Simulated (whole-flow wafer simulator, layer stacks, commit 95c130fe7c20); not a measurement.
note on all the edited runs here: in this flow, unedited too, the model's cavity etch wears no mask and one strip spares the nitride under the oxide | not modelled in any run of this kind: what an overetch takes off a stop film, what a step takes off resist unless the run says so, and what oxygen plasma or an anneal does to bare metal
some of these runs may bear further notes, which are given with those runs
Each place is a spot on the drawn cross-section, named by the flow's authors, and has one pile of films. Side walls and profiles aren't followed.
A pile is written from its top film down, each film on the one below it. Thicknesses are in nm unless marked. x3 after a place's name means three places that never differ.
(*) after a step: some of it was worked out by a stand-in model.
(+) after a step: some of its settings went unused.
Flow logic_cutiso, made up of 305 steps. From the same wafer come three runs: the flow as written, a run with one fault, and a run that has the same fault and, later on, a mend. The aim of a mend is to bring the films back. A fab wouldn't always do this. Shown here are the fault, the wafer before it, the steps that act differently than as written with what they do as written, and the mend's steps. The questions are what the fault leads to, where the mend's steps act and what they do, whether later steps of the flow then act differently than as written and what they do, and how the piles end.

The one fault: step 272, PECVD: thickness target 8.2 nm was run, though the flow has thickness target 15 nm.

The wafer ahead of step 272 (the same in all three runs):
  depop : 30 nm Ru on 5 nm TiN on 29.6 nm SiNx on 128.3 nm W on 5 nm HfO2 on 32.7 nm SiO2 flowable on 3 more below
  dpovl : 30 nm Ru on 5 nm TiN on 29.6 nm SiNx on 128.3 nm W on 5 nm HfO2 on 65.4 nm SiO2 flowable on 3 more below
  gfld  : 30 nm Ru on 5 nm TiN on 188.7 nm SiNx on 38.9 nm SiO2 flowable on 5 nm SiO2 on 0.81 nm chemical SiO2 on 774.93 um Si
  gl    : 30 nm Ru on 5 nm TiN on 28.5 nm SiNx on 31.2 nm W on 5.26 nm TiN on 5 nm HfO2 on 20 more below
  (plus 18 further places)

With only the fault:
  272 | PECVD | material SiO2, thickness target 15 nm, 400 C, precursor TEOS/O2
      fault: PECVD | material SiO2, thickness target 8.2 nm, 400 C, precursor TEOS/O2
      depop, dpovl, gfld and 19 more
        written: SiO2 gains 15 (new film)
        fault: SiO2 gains 8.2 (new film)
  Later steps of the flow acting differently than as written (not shown: 5 more steps that differ only slightly, by at most 2% or 0.5 nm, whichever is larger):
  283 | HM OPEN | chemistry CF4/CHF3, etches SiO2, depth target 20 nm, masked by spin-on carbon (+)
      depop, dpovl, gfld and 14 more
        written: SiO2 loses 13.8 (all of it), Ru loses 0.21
        fault: SiO2 loses 7.03 (all of it), Ru loses 0.12
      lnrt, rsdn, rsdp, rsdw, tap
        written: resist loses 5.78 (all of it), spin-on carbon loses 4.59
        fault: resist loses 5.78 (all of it), spin-on carbon loses 1.54
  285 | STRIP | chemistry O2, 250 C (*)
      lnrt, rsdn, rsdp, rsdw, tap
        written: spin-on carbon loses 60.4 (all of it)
        fault: spin-on carbon loses 63.5 (all of it)
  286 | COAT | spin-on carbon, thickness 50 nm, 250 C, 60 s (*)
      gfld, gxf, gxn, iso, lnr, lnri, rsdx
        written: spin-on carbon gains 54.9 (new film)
        fault: spin-on carbon gains 52.7 (new film)
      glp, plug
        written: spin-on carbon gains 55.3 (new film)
        fault: spin-on carbon gains 52.9 (new film)
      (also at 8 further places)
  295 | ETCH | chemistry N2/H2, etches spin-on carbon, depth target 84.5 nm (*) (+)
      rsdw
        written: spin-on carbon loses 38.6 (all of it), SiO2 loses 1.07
        fault: spin-on carbon loses 43 (all of it), SiO2 loses 1.2
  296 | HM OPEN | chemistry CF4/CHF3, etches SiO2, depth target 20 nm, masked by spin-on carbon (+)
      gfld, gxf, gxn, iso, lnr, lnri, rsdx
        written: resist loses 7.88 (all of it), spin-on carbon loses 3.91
        fault: resist loses 7.29 (all of it), spin-on carbon loses 1.04
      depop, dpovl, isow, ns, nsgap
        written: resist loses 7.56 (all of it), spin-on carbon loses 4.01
        fault: resist loses 7.11 (all of it), spin-on carbon loses 1.1
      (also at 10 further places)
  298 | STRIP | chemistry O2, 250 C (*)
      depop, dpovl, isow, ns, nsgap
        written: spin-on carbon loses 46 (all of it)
        fault: spin-on carbon loses 48.9 (all of it)
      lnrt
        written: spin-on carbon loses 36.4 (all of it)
        fault: spin-on carbon loses 43.6 (all of it)
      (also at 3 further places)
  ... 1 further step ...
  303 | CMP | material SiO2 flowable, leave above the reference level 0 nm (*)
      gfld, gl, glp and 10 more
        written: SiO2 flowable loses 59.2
        fault: SiO2 flowable loses 57.2
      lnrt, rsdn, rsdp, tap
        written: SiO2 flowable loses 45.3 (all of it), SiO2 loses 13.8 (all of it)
        fault: SiO2 flowable loses 50.1 (all of it), SiO2 loses 7.03 (all of it)
  When the end is reached, the piles differ only a little from the flow's at the places that both follow, at most by 2% or 0.5 nm, whichever is larger.

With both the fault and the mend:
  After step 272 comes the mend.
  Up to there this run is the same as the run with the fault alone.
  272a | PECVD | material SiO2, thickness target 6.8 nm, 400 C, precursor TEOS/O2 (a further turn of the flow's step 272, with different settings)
      depop, dpovl, gfld and 19 more
        SiO2 gains 6.8
  Later steps of the flow that are run all act as written at every place that is followed.
  By the end, the piles equal the flow's at every place that both follow.
